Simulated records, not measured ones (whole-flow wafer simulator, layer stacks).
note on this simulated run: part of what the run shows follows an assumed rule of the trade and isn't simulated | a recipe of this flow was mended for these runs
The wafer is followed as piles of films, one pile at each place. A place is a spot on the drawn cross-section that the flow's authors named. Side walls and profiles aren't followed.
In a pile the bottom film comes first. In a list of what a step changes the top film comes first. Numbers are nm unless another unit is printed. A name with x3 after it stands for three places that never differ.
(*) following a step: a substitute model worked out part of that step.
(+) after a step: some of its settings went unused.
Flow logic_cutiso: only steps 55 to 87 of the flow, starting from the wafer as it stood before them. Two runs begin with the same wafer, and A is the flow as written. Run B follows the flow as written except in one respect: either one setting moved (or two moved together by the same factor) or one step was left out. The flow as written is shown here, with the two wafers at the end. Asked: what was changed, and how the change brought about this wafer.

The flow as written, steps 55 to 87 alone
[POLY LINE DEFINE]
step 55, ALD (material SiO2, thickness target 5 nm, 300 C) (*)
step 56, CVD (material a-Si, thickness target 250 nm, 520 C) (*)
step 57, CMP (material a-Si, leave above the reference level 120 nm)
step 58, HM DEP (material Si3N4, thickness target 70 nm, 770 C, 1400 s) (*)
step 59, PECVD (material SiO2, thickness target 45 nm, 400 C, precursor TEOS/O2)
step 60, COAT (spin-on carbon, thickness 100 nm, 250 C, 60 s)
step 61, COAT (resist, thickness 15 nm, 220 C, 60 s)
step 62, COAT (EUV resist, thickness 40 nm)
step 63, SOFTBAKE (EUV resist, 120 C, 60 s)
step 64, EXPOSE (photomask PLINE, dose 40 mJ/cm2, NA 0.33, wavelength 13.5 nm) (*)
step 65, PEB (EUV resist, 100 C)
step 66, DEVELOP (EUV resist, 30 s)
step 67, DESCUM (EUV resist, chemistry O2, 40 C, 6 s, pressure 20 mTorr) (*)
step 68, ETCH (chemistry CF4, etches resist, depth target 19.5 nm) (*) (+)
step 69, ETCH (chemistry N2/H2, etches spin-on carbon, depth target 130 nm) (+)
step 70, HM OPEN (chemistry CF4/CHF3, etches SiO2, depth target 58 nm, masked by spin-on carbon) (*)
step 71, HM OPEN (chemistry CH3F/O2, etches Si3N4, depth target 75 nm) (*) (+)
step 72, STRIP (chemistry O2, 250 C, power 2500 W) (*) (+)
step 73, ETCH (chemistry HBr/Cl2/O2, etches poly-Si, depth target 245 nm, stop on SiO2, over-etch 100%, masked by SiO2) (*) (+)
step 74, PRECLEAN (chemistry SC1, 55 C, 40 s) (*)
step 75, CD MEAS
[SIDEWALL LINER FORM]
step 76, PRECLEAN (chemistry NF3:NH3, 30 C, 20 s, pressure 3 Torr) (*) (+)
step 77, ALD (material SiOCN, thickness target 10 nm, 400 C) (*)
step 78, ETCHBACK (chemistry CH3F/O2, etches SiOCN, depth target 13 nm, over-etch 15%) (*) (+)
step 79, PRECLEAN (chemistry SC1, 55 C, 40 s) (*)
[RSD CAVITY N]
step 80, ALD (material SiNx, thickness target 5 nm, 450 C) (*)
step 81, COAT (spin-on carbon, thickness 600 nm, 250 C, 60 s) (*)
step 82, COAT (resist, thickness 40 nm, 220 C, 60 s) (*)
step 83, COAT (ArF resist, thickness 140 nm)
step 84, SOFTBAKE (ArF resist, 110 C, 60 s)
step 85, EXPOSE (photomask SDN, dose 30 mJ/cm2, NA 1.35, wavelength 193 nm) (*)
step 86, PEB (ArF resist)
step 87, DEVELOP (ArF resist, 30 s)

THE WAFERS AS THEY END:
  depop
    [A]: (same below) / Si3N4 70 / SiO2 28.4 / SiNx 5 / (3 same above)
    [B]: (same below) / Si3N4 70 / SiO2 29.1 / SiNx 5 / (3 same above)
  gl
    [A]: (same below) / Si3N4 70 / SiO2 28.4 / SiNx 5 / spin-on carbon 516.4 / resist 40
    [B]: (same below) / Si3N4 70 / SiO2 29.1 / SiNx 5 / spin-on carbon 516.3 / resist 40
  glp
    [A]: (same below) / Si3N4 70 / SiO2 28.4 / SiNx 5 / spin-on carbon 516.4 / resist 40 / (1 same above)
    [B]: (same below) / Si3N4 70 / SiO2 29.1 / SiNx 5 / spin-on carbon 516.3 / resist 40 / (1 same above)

The reason: step 73, ETCH: depth target 113.3 nm was run, whereas the flow has depth target 245 nm.

Step by step, how the change led to this:
  step 73, ETCH (chemistry HBr/Cl2/O2, etches poly-Si, depth target 245 nm, stop on SiO2, over-etch 100%, masked by SiO2) (*) (+)
      depop, dpovl x3, gfld and 8 more: A -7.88 SiO2 | B -7.23 SiO2
      lnr, lnrp, lnrt, rsdn, rsdp, rsdw, rsdx: A -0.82 chemical SiO2 (all of it), -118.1 poly-Si (all of it), -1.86 SiO2 | B -0.82 chemical SiO2 (all of it), -118.1 poly-Si (all of it), -0.54 SiO2
      (and at 2 other places as well)
  step 76, PRECLEAN (chemistry NF3:NH3, 30 C, 20 s, pressure 3 Torr) (*) (+)
      lnr, lnrp, lnrt, rsdn, rsdp, rsdw, rsdx: A -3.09 SiO2 (all of it), -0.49 chemical SiO2 (all of it) | B -4.4 SiO2 (all of it), -0.49 chemical SiO2 (all of it)
      iso, lnri: A -3.56 SiO2 (all of it), -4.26 SiO2 flowable | B -4.88 SiO2 (all of it), -2.73 SiO2 flowable
